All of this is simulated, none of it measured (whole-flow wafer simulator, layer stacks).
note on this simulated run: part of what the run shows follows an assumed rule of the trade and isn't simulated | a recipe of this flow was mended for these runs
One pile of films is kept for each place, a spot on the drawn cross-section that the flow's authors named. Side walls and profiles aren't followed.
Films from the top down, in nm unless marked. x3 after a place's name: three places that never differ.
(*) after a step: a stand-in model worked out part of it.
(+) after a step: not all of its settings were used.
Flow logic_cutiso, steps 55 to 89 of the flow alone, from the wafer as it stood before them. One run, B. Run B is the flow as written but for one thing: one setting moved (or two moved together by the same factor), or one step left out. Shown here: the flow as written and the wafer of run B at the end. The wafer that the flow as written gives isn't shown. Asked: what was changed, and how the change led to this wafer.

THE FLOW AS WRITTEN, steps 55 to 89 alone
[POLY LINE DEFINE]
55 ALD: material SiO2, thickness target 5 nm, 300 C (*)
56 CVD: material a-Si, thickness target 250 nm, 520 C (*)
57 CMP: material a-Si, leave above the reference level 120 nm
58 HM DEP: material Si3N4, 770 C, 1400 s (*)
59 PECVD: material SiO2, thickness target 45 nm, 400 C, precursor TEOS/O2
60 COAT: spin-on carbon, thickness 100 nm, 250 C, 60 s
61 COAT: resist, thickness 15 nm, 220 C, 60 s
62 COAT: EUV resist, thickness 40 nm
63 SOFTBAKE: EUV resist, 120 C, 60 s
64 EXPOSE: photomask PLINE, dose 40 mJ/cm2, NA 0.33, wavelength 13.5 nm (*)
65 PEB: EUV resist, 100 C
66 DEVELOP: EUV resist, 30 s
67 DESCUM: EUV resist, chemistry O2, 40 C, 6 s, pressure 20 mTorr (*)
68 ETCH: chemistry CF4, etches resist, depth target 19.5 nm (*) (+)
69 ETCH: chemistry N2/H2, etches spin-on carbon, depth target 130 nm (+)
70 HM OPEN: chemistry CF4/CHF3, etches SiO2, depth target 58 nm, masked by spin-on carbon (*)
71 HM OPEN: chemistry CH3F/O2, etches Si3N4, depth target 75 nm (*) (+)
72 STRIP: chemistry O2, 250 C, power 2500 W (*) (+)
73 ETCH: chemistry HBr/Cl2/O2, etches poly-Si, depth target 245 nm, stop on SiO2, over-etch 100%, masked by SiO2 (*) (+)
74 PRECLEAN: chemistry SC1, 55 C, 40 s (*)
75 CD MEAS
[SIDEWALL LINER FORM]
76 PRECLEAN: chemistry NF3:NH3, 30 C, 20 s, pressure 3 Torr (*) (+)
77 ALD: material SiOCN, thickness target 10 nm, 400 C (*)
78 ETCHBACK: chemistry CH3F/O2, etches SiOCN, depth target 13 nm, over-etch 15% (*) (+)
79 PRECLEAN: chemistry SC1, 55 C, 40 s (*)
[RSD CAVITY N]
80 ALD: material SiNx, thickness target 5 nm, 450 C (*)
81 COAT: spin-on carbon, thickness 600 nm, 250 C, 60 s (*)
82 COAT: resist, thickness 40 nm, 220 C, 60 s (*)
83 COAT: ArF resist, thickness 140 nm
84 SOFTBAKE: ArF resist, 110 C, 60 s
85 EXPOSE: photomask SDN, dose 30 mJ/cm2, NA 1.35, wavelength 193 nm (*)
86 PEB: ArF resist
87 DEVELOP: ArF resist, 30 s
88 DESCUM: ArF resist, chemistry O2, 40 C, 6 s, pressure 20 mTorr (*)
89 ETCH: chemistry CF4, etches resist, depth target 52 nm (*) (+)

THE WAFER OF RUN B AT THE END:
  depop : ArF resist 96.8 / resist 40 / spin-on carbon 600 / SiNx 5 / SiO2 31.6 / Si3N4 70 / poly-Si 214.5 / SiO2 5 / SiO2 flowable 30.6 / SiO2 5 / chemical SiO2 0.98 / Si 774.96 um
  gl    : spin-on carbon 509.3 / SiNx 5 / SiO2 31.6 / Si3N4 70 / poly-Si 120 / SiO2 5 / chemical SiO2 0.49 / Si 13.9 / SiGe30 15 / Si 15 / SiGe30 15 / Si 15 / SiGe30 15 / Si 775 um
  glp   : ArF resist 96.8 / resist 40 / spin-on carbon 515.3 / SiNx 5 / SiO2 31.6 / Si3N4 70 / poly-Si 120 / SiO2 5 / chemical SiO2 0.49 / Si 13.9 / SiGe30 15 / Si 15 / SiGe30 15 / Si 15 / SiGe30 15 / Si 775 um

The cause: step 59, PECVD: thickness target 48.2 nm was run, where the flow has thickness target 45 nm.

How the change led to this, step by step:
  59 PECVD: material SiO2, thickness target 45 nm, 400 C, precursor TEOS/O2
      depop, dpovl x3, gfld and 17 more: SiO2 +48.2 (new film) (as written it would be: SiO2 +45 (new film))
  70 HM OPEN: chemistry CF4/CHF3, etches SiO2, depth target 58 nm, masked by spin-on carbon (*)
      iso, lnr, lnri and 6 more: SiO2 -46.4 (all of it), Si3N4 -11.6 (as written it would be: SiO2 -43.2 (all of it), Si3N4 -14.8)
  71 HM OPEN: chemistry CH3F/O2, etches Si3N4, depth target 75 nm (*) (+)
      iso, lnr, lnri and 6 more: Si3N4 -58.4 (all of it), poly-Si -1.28 (as written it would be: Si3N4 -55.2 (all of it), poly-Si -1.52)
